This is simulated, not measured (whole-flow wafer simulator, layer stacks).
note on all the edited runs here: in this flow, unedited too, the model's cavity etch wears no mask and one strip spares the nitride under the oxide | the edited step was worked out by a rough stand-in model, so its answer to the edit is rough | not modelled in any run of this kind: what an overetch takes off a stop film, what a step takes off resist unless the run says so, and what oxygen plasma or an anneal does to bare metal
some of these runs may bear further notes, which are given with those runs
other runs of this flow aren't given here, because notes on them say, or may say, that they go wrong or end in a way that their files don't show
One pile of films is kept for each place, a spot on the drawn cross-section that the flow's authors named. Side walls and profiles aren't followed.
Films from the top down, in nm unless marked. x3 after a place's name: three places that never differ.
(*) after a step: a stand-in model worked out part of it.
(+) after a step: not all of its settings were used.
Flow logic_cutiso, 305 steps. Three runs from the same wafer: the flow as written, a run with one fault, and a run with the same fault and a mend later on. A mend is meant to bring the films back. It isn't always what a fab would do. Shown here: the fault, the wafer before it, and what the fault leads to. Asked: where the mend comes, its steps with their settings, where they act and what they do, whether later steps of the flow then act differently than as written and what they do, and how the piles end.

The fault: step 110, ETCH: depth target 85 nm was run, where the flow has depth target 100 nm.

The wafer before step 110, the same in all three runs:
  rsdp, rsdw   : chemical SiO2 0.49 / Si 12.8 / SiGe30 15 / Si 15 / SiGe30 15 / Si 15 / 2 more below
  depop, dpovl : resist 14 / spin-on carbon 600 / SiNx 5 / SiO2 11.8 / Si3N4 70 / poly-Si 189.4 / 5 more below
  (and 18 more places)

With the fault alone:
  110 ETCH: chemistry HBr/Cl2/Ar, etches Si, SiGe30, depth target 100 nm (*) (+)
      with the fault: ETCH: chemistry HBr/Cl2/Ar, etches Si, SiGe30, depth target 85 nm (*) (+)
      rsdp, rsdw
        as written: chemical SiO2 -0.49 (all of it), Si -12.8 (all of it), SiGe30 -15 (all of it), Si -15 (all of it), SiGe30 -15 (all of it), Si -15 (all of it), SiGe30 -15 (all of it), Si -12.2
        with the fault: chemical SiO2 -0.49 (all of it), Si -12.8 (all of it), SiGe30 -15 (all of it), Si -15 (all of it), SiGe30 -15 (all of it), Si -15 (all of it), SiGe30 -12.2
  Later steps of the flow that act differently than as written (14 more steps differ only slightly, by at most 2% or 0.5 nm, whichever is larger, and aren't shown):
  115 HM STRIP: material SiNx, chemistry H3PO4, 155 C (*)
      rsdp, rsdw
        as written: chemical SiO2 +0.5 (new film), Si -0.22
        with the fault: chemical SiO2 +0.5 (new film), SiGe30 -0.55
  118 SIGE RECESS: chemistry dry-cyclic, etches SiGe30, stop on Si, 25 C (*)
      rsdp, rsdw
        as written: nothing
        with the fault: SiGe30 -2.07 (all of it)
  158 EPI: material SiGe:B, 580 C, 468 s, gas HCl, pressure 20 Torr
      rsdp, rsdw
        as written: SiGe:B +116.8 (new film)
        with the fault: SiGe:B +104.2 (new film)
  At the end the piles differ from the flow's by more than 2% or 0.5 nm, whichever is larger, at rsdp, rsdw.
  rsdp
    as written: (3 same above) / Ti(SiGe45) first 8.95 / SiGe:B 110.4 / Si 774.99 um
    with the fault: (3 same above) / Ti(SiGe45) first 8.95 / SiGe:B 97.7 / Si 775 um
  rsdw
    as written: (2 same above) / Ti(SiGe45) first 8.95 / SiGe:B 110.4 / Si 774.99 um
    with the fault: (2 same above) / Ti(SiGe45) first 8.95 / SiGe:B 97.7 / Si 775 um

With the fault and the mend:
  The mend comes after step 110.
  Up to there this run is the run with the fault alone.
  110a ETCH: chemistry HBr/Cl2/Ar, etches Si, SiGe30, depth target 15 nm (*) (+) (the flow's step 110 once more, with other settings)
      rsdp, rsdw
        SiGe30 -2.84 (all of it), Si -12.2
  No later step of the flow acts differently than as written at any place that is followed.
  At the end the piles are the same as the flow's at every place that both follow.
